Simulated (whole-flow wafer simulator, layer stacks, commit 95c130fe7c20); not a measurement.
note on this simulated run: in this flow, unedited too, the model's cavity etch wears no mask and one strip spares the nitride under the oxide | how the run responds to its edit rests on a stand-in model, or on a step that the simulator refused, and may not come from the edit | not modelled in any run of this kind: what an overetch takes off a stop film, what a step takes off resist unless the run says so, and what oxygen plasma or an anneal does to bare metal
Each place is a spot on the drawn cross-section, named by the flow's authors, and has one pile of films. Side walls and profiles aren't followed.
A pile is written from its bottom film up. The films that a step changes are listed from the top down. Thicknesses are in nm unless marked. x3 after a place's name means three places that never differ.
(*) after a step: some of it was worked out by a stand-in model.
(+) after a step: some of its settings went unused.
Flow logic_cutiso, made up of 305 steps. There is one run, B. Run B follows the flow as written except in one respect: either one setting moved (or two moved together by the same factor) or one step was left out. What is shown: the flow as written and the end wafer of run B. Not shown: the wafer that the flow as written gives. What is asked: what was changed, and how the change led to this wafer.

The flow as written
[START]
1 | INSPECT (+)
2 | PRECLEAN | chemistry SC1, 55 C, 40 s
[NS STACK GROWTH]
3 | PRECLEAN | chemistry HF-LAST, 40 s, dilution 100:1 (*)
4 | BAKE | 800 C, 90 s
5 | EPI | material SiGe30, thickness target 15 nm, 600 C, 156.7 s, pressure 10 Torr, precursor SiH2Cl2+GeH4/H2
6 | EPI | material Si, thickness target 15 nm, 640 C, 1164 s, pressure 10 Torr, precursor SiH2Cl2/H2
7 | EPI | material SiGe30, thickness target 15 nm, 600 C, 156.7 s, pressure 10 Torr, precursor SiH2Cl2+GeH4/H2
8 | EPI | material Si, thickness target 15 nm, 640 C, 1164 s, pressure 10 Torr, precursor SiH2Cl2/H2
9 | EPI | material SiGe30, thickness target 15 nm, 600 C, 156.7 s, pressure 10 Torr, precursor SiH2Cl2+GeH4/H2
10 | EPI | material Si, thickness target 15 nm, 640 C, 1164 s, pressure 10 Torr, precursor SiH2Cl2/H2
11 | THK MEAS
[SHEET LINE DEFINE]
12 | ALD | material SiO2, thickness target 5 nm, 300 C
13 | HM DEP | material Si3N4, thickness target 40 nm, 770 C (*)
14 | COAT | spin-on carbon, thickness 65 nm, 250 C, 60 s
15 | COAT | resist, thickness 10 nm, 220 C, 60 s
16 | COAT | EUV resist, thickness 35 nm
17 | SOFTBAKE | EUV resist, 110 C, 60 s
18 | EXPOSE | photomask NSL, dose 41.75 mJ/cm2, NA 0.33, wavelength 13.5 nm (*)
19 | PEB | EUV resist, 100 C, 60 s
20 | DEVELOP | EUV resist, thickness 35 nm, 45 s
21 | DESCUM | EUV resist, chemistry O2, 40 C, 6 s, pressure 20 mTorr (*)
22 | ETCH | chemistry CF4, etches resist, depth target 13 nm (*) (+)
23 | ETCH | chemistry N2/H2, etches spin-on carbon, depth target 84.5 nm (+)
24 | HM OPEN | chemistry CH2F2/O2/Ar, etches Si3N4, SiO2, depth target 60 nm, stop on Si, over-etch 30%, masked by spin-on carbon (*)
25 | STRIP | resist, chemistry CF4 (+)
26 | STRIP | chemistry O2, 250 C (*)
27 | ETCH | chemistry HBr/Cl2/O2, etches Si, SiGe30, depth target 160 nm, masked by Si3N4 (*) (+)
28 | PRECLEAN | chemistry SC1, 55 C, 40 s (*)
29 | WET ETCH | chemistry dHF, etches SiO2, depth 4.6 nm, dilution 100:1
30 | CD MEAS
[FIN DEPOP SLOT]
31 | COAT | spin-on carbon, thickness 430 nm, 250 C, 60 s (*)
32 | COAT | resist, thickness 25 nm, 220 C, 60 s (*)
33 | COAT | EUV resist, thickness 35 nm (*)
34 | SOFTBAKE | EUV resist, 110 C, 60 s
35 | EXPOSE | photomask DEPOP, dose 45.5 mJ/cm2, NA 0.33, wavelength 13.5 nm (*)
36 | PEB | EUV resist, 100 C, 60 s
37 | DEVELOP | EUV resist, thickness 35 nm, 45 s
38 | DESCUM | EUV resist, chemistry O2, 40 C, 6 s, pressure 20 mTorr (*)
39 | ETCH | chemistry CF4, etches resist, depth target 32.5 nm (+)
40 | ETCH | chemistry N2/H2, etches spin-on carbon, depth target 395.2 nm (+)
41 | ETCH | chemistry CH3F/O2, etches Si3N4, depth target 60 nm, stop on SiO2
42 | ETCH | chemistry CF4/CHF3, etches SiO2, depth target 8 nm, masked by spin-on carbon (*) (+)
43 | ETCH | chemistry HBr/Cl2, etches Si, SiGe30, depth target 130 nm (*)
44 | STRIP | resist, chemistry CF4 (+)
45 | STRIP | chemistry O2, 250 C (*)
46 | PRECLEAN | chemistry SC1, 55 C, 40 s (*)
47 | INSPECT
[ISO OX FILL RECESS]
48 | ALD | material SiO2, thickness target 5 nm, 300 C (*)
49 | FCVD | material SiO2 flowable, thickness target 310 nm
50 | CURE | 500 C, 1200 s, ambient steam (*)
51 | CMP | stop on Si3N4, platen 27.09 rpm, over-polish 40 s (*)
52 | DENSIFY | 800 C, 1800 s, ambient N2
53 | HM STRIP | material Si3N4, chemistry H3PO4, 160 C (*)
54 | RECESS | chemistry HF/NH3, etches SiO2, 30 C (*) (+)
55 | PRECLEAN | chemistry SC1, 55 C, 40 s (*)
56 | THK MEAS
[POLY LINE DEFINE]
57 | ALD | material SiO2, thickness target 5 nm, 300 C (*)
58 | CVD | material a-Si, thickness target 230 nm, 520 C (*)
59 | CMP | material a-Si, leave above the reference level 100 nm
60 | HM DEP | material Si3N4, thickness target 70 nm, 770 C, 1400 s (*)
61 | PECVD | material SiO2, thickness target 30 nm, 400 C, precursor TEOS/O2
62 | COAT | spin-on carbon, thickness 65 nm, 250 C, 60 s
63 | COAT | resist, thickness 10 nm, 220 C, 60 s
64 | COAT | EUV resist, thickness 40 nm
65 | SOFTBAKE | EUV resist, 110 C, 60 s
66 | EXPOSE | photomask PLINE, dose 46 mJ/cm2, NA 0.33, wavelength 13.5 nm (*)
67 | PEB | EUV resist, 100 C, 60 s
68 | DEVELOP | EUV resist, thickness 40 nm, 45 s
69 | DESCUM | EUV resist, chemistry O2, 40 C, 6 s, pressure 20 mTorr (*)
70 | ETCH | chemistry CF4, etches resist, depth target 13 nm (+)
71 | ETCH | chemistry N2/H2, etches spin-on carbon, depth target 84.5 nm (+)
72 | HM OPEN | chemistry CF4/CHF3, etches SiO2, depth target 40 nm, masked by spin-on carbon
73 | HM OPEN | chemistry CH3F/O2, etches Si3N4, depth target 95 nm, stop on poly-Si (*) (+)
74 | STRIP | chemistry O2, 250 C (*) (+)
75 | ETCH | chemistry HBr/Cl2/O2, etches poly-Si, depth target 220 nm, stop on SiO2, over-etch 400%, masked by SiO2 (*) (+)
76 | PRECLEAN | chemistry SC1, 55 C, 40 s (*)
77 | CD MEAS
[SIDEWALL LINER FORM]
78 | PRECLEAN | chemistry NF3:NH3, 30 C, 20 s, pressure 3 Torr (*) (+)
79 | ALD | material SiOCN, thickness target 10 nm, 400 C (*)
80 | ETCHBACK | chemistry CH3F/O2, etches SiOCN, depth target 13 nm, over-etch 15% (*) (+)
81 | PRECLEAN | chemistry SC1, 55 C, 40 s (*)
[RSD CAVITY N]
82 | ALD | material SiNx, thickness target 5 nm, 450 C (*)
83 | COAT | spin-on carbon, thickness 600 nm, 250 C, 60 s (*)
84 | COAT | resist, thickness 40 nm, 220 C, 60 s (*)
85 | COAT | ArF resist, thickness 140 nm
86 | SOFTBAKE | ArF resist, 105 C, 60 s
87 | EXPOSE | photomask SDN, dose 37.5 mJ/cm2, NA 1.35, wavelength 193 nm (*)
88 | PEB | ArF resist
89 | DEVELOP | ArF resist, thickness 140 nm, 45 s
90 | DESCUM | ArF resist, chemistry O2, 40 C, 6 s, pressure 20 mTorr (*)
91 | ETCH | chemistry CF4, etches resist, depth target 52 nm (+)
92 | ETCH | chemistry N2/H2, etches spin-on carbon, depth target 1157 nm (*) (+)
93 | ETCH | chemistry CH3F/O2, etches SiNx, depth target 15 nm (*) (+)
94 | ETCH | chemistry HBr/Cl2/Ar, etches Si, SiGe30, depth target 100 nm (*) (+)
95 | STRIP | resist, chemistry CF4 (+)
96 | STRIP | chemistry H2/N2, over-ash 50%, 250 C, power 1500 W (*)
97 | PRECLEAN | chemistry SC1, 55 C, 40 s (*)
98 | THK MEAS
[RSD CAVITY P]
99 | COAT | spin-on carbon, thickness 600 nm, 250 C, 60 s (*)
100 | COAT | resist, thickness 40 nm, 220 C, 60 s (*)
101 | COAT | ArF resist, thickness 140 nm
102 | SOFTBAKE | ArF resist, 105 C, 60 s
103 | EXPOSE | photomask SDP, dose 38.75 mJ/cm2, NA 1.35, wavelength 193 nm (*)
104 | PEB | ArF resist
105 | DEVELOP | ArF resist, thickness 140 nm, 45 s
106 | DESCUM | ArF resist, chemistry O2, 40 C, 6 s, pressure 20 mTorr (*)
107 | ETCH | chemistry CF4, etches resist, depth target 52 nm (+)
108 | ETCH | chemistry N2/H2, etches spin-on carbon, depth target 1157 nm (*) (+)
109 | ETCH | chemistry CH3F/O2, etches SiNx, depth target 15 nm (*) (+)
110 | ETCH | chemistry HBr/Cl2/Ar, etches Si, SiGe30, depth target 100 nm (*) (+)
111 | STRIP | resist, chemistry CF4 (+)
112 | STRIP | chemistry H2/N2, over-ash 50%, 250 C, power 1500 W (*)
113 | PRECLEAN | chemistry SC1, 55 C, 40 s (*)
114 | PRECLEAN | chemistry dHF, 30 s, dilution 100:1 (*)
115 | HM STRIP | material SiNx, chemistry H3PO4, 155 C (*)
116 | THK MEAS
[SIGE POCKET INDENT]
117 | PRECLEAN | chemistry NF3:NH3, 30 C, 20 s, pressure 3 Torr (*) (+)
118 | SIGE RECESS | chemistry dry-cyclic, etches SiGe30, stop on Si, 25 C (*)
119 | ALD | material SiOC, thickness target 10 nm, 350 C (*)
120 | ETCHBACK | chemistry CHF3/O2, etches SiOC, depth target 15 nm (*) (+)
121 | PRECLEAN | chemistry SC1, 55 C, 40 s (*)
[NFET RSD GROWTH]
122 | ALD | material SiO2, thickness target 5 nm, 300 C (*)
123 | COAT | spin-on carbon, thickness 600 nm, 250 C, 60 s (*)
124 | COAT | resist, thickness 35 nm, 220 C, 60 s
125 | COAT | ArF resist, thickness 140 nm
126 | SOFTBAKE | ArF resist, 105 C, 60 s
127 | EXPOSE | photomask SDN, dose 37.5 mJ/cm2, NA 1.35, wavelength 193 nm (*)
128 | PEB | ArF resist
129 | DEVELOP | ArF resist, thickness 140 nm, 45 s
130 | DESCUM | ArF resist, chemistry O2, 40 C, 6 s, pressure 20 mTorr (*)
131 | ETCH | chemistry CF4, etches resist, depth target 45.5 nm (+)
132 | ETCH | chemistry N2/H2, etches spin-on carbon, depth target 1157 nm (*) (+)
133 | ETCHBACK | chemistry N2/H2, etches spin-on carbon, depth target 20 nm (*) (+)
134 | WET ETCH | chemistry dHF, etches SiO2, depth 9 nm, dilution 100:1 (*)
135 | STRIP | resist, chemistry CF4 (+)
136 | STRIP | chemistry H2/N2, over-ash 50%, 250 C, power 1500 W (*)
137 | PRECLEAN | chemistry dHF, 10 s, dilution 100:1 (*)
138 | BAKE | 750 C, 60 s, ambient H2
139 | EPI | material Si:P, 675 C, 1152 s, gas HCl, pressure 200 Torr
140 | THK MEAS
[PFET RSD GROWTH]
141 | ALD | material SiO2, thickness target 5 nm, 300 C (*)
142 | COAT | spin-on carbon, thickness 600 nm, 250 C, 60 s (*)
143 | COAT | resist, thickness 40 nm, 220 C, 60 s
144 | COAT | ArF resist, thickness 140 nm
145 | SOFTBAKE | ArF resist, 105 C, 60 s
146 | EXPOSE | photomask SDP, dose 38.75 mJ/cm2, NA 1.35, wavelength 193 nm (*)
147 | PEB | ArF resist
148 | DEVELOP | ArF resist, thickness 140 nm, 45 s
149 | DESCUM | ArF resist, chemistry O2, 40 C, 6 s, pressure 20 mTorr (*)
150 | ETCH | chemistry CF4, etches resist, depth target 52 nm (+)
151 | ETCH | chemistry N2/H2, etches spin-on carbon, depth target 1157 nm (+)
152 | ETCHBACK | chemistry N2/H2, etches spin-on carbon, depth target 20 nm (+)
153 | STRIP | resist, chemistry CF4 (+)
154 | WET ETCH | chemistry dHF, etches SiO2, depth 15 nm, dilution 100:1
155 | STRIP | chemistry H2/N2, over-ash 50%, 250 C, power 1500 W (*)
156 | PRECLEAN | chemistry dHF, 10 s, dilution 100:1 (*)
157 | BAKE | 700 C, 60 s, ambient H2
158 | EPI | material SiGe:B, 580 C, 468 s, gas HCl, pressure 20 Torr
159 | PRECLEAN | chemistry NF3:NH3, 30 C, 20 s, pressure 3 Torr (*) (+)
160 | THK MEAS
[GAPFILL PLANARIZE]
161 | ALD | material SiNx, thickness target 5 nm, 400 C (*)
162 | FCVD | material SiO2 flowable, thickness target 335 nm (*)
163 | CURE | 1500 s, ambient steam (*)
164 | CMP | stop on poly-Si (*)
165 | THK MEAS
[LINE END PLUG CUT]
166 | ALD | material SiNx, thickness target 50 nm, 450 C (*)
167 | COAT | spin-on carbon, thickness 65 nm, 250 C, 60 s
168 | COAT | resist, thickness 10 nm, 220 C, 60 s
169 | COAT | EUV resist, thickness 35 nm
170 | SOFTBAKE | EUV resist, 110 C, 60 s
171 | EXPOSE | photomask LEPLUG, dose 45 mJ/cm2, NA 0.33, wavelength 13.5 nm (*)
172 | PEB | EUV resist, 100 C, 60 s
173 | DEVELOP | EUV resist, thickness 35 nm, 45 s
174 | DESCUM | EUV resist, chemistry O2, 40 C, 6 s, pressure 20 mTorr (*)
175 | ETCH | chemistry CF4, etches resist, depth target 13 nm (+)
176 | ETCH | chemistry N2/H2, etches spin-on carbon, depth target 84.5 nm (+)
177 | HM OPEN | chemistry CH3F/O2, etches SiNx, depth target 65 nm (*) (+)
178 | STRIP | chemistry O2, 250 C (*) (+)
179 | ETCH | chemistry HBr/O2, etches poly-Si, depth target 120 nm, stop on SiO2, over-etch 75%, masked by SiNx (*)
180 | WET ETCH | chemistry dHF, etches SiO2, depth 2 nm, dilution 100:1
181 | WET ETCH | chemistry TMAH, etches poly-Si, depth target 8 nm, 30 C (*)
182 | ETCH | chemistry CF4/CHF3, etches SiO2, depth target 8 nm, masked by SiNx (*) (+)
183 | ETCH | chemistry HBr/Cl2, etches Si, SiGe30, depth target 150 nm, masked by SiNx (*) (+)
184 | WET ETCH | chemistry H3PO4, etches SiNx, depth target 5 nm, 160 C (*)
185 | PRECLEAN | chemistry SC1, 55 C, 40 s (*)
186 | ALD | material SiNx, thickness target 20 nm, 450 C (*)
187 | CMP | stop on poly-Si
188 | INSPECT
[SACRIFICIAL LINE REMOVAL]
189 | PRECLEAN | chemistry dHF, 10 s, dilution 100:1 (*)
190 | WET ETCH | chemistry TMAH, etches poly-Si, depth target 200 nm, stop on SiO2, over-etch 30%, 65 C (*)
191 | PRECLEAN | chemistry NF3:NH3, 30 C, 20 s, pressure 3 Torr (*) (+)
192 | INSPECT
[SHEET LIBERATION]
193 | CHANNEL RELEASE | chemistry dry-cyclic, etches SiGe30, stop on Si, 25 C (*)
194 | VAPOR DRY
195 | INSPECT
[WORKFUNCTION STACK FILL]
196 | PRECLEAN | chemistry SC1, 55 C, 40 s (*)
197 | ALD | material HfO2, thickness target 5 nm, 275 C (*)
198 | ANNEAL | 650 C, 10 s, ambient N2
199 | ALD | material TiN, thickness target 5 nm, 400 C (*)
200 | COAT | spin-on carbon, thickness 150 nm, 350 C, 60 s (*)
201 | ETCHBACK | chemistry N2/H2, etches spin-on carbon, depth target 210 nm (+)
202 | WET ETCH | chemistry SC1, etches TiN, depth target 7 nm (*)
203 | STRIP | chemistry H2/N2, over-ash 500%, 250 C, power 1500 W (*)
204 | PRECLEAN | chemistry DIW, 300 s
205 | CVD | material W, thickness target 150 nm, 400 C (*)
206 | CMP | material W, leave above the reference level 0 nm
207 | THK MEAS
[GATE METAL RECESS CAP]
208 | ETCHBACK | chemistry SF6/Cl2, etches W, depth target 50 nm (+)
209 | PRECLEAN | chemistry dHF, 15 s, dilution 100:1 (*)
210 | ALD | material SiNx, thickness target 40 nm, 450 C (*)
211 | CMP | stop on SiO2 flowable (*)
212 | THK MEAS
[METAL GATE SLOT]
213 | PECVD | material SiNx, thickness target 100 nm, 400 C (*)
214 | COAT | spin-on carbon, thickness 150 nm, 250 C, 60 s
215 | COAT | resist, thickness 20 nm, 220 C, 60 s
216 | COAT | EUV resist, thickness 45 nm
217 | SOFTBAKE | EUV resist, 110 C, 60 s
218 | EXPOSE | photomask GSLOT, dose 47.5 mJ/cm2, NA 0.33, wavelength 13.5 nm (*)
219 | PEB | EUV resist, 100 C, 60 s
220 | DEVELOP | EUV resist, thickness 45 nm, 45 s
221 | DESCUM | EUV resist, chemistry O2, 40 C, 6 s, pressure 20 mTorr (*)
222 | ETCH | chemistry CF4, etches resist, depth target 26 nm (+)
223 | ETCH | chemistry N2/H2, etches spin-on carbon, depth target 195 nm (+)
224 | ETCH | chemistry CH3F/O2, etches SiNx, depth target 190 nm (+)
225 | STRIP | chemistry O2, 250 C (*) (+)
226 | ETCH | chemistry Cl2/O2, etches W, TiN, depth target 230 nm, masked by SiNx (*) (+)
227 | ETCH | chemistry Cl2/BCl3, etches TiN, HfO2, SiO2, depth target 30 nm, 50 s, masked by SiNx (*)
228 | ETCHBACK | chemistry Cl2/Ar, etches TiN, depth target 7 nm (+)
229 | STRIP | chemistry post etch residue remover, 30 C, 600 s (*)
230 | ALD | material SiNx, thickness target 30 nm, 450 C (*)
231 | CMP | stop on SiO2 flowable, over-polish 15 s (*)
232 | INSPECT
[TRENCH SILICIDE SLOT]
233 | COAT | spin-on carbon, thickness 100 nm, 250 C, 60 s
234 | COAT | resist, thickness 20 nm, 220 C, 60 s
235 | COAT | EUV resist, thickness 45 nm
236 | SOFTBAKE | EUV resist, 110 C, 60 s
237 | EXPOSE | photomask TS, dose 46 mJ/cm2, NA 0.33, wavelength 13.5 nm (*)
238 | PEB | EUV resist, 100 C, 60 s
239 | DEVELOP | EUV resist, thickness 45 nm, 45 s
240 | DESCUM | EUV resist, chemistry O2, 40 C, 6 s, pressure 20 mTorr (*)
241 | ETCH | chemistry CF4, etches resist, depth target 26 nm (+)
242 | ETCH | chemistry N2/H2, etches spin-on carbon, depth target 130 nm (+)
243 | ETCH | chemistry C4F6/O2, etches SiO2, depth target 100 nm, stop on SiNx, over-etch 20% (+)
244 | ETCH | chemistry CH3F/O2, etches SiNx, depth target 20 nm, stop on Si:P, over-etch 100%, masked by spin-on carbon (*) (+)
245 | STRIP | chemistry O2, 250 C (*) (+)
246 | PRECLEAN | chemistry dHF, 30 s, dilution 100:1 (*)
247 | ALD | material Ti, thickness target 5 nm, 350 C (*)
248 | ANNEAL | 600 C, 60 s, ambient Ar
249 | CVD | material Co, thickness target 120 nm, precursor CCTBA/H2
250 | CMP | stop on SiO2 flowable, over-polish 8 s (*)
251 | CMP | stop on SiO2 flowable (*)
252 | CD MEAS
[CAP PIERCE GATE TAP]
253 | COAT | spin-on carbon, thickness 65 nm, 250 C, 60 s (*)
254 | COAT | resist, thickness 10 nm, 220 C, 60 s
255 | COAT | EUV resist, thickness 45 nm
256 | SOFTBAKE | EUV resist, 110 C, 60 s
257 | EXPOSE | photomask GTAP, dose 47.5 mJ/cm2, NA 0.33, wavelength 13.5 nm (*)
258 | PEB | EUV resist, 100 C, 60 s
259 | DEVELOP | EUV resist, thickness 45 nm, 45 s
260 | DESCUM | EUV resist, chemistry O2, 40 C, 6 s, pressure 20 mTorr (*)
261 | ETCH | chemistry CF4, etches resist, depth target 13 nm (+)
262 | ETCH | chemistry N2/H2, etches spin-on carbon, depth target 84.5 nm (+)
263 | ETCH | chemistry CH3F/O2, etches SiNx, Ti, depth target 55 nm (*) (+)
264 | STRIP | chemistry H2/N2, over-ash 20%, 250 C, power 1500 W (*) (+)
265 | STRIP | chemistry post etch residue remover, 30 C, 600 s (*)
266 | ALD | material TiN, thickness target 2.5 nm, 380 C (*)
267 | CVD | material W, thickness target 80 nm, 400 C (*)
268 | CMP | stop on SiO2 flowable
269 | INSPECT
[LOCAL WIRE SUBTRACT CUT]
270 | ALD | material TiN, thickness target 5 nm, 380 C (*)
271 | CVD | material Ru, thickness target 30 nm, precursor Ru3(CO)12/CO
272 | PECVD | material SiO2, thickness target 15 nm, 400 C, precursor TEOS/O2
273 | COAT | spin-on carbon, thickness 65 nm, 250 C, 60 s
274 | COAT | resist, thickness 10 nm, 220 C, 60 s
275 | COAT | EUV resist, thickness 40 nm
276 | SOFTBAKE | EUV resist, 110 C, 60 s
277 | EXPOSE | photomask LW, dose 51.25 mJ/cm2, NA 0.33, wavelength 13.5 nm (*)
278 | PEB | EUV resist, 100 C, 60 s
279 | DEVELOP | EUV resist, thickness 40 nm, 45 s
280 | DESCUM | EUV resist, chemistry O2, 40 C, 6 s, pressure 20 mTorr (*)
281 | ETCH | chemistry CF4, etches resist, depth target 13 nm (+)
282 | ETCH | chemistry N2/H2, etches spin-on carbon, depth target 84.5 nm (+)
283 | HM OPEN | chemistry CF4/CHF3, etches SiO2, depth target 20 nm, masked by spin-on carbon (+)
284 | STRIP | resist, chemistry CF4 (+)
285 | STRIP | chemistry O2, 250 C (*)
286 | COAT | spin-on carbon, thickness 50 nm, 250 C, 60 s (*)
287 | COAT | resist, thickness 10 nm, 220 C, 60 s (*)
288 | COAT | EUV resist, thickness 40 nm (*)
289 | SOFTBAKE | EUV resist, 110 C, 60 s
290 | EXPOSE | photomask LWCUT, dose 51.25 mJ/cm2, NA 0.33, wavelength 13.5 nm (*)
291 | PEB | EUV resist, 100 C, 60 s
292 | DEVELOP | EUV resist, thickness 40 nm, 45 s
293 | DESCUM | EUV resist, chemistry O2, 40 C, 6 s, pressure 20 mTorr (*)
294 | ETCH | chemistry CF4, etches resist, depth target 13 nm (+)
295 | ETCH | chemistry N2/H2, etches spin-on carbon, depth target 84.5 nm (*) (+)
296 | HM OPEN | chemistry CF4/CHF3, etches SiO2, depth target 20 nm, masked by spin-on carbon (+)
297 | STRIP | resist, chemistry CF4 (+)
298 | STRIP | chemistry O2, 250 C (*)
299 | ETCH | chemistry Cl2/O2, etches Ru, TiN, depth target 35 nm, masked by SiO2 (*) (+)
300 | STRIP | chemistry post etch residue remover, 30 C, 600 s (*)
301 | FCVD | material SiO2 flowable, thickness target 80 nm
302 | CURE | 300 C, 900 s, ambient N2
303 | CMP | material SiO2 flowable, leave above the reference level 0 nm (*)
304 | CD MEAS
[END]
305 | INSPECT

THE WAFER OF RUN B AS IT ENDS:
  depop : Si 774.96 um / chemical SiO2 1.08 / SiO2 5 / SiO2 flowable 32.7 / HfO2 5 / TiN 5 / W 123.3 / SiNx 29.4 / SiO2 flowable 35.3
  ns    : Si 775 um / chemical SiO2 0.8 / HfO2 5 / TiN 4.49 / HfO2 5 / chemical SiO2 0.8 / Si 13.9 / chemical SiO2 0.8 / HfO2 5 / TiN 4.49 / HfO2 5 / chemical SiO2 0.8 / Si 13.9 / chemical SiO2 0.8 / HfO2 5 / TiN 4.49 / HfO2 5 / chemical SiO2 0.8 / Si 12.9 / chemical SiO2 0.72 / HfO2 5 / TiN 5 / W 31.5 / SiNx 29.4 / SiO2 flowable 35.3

What caused this: step 202, WET ETCH: chemistry SC1, etches TiN, depth target 7 nm (*), was omitted.

How this came from the change, step by step:
  206 | CMP | material W, leave above the reference level 0 nm
      lnr, lnri, lnrp, lnrt: W loses 150 (all of it), TiN loses 5 (all of it), HfO2 loses 5 (all of it), SiOCN loses 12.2 (as written it would have been: W loses 150 (all of it), HfO2 loses 5 (all of it), SiOCN loses 12.2)
      rsdn, rsdp, rsdw, rsdx: W loses 162.2 (all of it), TiN loses 5 (all of it), HfO2 loses 5 (all of it) (as written it would have been: W loses 162.2 (all of it), HfO2 loses 5 (all of it))
      (and at 14 other places as well)
